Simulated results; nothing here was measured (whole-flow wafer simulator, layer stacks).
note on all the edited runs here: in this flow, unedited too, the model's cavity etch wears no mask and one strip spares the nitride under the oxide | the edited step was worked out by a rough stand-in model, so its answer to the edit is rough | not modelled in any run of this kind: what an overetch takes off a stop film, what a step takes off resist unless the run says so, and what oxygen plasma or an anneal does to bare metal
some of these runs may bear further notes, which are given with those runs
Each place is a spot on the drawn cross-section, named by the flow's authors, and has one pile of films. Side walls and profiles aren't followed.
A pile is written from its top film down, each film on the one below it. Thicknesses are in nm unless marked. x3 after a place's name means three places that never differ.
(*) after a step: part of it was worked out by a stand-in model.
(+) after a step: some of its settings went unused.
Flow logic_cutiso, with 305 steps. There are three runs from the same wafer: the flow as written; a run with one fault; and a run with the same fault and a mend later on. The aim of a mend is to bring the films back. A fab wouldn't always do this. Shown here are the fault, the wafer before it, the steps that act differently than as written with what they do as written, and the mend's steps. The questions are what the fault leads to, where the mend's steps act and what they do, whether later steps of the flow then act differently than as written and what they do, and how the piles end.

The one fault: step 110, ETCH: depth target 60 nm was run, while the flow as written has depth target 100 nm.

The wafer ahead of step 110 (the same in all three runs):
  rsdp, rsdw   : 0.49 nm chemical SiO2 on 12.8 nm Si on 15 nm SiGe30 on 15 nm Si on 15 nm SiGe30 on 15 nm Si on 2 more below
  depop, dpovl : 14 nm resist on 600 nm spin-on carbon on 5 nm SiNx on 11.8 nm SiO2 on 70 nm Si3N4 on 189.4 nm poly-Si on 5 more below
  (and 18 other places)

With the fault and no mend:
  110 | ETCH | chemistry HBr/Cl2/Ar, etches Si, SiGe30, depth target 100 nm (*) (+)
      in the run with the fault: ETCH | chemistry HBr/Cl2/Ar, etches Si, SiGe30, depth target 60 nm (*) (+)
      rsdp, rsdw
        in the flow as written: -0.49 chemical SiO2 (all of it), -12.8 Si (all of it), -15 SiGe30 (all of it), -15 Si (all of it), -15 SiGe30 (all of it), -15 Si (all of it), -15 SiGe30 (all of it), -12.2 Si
        in the run with the fault: -0.49 chemical SiO2 (all of it), -12.8 Si (all of it), -15 SiGe30 (all of it), -15 Si (all of it), -15 SiGe30 (all of it), -2.17 Si
  Steps later in the flow that act otherwise than as written (10 more steps, not shown, differ only slightly: by at most 2% or 0.5 nm, whichever is larger):
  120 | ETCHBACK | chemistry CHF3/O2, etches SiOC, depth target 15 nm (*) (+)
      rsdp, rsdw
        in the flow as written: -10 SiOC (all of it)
        in the run with the fault: -10 SiOC (all of it), -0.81 Si
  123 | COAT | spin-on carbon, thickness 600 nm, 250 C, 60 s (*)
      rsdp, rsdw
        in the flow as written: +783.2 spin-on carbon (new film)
        in the run with the fault: +748.8 spin-on carbon (new film)
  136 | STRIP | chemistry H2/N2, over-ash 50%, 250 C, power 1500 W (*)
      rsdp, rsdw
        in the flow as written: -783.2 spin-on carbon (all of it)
        in the run with the fault: -748.8 spin-on carbon (all of it)
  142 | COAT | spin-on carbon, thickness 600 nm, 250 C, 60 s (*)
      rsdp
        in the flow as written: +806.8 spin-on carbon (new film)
        in the run with the fault: +771.5 spin-on carbon (new film)
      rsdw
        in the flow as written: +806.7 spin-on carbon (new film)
        in the run with the fault: +771.5 spin-on carbon (new film)
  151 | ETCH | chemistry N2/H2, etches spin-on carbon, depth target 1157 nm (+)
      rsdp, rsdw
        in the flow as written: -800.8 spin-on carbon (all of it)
        in the run with the fault: -765.5 spin-on carbon (all of it), -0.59 SiO2
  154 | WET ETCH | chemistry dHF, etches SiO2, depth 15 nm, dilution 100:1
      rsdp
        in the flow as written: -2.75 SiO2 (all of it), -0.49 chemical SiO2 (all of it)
        in the run with the fault: -1.79 SiO2 (all of it), -0.49 chemical SiO2 (all of it)
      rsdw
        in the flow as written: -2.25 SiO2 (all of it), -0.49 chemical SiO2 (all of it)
        in the run with the fault: -1.22 SiO2 (all of it), -0.49 chemical SiO2 (all of it)
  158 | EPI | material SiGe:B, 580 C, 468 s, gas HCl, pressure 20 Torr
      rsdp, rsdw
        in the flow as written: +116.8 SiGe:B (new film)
        in the run with the fault: +77.8 SiGe:B (new film)
  The piles end different from the flow's at rsdp, rsdw by more than 2% or 0.5 nm, whichever is larger.
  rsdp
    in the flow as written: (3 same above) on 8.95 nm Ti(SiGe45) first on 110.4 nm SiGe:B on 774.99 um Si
    in the run with the fault: (3 same above) on 8.95 nm Ti(SiGe45) first on 71.3 nm SiGe:B on 11.1 nm Si on 15 nm SiGe30 on 775 um Si
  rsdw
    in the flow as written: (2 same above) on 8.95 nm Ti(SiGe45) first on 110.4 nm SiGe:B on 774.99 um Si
    in the run with the fault: (2 same above) on 8.95 nm Ti(SiGe45) first on 71.3 nm SiGe:B on 11.1 nm Si on 15 nm SiGe30 on 775 um Si

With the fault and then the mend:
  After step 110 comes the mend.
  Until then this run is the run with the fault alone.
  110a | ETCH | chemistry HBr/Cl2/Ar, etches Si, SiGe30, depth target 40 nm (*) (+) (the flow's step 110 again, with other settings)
      rsdp, rsdw
        -12.8 Si (all of it), -15 SiGe30 (all of it), -12.2 Si
  Later steps of the flow that are run all act as written at every place that is followed.
  By the end, the piles equal the flow's at every place that both follow.
